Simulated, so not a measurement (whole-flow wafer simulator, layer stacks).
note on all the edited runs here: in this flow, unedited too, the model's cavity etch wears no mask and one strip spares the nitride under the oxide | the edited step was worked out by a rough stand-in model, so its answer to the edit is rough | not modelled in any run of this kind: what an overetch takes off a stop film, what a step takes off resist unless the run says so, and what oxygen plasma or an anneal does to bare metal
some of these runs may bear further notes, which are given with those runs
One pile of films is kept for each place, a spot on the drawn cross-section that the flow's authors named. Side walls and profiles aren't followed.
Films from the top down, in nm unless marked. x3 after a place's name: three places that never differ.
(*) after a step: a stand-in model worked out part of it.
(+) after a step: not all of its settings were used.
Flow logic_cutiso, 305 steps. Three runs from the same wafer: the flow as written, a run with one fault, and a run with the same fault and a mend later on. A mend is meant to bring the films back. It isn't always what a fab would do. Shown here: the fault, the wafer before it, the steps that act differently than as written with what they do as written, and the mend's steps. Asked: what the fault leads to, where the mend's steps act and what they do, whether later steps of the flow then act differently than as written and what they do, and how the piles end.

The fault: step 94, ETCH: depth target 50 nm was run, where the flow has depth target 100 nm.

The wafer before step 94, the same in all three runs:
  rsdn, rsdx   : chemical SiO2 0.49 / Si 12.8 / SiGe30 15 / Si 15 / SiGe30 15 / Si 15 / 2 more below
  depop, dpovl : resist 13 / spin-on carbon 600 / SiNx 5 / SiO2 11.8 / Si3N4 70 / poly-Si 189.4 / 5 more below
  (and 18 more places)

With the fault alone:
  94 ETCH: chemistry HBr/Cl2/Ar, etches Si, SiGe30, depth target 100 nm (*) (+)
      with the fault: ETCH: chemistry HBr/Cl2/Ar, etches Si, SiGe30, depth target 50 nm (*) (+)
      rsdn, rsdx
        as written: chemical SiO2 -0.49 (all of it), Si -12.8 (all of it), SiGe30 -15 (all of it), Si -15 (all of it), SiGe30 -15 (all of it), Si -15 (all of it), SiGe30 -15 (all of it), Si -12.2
        with the fault: chemical SiO2 -0.49 (all of it), Si -12.8 (all of it), SiGe30 -15 (all of it), Si -15 (all of it), SiGe30 -7.17
  Later steps of the flow that act differently than as written (22 more steps differ only slightly, by at most 2% or 0.5 nm, whichever is larger, and aren't shown):
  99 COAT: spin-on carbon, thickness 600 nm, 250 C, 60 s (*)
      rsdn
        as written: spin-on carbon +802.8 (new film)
        with the fault: spin-on carbon +761.1 (new film)
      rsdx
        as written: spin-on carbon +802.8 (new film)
        with the fault: spin-on carbon +761 (new film)
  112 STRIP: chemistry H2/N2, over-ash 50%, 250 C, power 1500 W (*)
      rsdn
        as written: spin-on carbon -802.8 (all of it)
        with the fault: spin-on carbon -761.1 (all of it)
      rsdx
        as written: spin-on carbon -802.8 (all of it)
        with the fault: spin-on carbon -761 (all of it)
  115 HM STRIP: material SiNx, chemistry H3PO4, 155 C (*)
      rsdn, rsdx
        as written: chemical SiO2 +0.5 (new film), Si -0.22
        with the fault: chemical SiO2 +0.5 (new film), SiGe30 -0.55
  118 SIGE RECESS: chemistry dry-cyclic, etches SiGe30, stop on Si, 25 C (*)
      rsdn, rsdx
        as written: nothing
        with the fault: SiGe30 -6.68 (all of it)
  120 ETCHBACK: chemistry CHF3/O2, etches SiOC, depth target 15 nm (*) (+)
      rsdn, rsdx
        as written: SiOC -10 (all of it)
        with the fault: SiOC -10 (all of it), Si -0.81
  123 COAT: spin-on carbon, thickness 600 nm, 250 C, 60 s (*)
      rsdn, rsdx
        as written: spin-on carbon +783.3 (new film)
        with the fault: spin-on carbon +746.5 (new film)
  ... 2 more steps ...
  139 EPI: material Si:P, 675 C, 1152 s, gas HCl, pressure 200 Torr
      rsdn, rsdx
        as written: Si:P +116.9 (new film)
        with the fault: Si:P +79.2 (new film)
  At the end the piles differ from the flow's by more than 2% or 0.5 nm, whichever is larger, at rsdn, rsdx.
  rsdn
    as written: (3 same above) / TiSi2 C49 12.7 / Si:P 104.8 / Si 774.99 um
    with the fault: (3 same above) / TiSi2 C49 12.7 / Si:P 67.1 / Si 9.68 / SiGe30 15 / Si 775 um
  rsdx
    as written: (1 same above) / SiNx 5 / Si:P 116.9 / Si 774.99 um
    with the fault: (1 same above) / SiNx 5 / Si:P 79.2 / Si 9.68 / SiGe30 15 / Si 775 um

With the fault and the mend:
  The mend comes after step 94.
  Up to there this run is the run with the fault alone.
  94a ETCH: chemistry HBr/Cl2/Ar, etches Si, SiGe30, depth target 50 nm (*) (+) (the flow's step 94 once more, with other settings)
      rsdn, rsdx
        SiGe30 -7.83 (all of it), Si -15 (all of it), SiGe30 -15 (all of it), Si -12.2
  No later step of the flow acts differently than as written at any place that is followed.
  At the end the piles are the same as the flow's at every place that both follow.
